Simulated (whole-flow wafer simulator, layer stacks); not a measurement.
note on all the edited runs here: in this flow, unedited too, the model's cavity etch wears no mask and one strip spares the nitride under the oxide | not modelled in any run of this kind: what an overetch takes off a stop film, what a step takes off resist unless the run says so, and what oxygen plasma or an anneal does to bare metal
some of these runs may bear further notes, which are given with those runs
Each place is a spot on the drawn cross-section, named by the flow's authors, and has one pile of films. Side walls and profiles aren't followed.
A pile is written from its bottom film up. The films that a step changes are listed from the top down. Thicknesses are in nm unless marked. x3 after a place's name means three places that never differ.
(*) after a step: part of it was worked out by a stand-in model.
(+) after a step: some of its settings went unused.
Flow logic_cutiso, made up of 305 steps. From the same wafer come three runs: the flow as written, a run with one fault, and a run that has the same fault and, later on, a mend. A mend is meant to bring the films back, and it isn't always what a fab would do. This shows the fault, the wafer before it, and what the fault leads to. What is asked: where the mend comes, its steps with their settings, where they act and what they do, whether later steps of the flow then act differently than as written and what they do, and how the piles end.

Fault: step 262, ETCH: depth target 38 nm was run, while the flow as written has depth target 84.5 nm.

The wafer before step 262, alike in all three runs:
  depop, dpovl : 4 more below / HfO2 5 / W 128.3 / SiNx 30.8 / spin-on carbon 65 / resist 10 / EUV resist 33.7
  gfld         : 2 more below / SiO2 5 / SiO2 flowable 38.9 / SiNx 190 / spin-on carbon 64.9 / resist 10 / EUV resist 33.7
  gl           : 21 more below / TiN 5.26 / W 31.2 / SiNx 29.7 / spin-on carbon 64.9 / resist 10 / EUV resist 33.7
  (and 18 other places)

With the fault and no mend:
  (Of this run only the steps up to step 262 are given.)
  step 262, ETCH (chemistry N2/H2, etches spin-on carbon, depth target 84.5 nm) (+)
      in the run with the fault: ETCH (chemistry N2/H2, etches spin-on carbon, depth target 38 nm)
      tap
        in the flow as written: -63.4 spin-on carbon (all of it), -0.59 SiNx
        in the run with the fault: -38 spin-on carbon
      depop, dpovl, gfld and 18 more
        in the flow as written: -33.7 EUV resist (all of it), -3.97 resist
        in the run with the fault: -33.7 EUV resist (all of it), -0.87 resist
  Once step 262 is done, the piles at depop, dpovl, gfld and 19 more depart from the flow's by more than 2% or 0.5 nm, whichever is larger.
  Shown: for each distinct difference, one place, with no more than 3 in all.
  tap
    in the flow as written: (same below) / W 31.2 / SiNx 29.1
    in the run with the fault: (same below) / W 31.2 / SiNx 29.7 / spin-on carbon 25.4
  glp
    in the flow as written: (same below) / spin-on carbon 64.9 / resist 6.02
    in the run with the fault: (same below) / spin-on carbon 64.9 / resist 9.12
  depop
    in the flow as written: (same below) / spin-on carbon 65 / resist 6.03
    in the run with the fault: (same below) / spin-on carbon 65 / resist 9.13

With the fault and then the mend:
  The mend follows step 262.
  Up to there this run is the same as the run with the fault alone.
  step 262a, ETCH (chemistry N2/H2, etches spin-on carbon, depth target 46.5 nm) (*) (+) (the flow's step 262, run once more with other settings)
      depop, dpovl, gfld and 18 more
        -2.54 resist
      tap
        -25.4 spin-on carbon (all of it), -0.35 SiNx
  Steps further on in the flow that do not act as written (1 more step, not shown, differs only slightly: by at most 2% or 0.5 nm, whichever is larger):
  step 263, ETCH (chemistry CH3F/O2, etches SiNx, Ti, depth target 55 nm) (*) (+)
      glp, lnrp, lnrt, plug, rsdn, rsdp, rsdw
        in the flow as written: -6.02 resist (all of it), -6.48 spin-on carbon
        in the run with the mend: -6.58 resist (all of it), -5.31 spin-on carbon
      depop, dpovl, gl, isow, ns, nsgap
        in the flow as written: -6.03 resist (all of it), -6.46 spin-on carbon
        in the run with the mend: -6.59 resist (all of it), -5.29 spin-on carbon
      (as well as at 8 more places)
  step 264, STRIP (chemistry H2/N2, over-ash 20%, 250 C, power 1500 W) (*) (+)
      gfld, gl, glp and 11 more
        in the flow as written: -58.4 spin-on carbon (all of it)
        in the run with the mend: -59.6 spin-on carbon (all of it)
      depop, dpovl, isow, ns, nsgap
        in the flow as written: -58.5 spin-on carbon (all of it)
        in the run with the mend: -59.7 spin-on carbon (all of it)
  At every place that both follow, the piles at the end match the flow's.
